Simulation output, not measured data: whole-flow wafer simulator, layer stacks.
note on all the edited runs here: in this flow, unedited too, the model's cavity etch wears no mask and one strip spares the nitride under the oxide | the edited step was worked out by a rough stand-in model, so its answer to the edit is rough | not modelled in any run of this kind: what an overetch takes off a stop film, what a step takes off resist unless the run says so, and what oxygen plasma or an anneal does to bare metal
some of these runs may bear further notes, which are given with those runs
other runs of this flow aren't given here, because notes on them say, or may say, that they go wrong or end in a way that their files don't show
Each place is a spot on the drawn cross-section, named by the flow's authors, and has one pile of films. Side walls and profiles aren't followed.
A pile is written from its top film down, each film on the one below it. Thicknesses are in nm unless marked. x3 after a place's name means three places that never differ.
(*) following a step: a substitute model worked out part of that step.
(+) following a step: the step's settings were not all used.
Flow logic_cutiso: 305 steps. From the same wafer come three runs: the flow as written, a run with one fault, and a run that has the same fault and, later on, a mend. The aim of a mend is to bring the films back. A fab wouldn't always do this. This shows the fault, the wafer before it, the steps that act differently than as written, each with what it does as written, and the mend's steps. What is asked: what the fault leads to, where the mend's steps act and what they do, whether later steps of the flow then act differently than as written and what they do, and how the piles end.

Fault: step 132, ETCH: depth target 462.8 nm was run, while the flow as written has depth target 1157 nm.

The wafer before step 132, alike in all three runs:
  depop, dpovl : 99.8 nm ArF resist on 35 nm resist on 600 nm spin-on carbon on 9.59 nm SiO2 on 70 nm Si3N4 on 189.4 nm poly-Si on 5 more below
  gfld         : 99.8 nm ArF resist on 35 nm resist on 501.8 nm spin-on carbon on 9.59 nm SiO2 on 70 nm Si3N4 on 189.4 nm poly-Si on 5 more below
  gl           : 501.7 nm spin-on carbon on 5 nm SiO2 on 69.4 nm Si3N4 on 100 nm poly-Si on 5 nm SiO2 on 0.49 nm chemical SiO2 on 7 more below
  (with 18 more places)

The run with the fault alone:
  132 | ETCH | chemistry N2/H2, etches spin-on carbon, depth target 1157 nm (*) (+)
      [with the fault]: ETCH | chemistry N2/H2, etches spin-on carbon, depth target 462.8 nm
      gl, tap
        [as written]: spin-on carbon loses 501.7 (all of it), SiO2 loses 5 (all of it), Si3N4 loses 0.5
        [with the fault]: spin-on carbon loses 462.8
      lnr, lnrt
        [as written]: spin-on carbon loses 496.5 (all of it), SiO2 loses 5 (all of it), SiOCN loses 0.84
        [with the fault]: spin-on carbon loses 462.8
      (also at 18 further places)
  Steps further on in the flow that do not act as written (24 other steps are not shown; they differ only slightly, by no more than 2% or 0.5 nm, whichever is larger):
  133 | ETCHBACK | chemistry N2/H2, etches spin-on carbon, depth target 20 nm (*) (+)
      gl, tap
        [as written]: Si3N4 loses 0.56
        [with the fault]: spin-on carbon loses 20
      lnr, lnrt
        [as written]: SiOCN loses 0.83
        [with the fault]: spin-on carbon loses 20
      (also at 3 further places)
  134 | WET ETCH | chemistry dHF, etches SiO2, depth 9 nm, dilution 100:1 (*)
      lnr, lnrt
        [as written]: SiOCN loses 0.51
        [with the fault]: nothing
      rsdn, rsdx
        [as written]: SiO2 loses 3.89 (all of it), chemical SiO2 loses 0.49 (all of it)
        [with the fault]: nothing
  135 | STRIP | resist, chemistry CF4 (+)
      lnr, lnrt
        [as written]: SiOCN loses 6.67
        [with the fault]: nothing
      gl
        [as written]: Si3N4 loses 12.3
        [with the fault]: nothing
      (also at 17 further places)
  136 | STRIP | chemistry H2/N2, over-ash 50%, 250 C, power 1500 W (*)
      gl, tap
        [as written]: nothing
        [with the fault]: spin-on carbon loses 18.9 (all of it)
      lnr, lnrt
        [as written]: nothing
        [with the fault]: spin-on carbon loses 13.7 (all of it)
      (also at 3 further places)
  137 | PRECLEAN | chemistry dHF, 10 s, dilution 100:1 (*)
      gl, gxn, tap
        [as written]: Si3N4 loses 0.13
        [with the fault]: SiO2 loses 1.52
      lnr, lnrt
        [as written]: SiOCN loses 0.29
        [with the fault]: SiO2 loses 1.52
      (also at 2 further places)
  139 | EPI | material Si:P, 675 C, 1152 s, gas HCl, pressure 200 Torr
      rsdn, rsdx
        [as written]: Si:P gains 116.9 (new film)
        [with the fault]: Si:P gains 112.9 (new film)
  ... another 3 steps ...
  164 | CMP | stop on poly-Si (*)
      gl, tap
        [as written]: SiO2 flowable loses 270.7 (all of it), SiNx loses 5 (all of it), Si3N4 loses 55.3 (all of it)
        [with the fault]: SiO2 flowable loses 260.8 (all of it), SiNx loses 5 (all of it), Si3N4 loses 69.4 (all of it)
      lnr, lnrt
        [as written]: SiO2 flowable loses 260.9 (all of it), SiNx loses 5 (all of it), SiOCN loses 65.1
        [with the fault]: SiO2 flowable loses 255.8 (all of it), SiNx loses 5 (all of it), SiOCN loses 74.4
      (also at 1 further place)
  The piles end different from the flow's at rsdn, rsdx by more than 2% or 0.5 nm, whichever is larger.
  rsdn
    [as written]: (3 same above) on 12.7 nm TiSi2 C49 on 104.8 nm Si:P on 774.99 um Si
    [with the fault]: (3 same above) on 12.7 nm TiSi2 C49 on 100.8 nm Si:P on 3.48 nm SiO2 on 0.49 nm chemical SiO2 on 774.99 um Si
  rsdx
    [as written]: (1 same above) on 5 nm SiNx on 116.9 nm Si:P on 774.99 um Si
    [with the fault]: (1 same above) on 5 nm SiNx on 112.9 nm Si:P on 3.48 nm SiO2 on 0.49 nm chemical SiO2 on 774.99 um Si

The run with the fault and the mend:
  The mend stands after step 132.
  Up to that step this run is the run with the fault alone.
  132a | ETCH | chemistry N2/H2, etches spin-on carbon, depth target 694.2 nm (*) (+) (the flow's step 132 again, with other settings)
      depop, dpovl, gfld and 12 more
        resist loses 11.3
      gl, tap
        spin-on carbon loses 38.9 (all of it), SiO2 loses 5 (all of it), Si3N4 loses 0.5
      lnr, lnrt
        spin-on carbon loses 33.7 (all of it), SiO2 loses 5 (all of it), SiOCN loses 0.84
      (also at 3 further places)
  None of the later steps of the flow acts differently than as written at any place that is followed.
  By the end, the piles equal the flow's at every place that both follow.
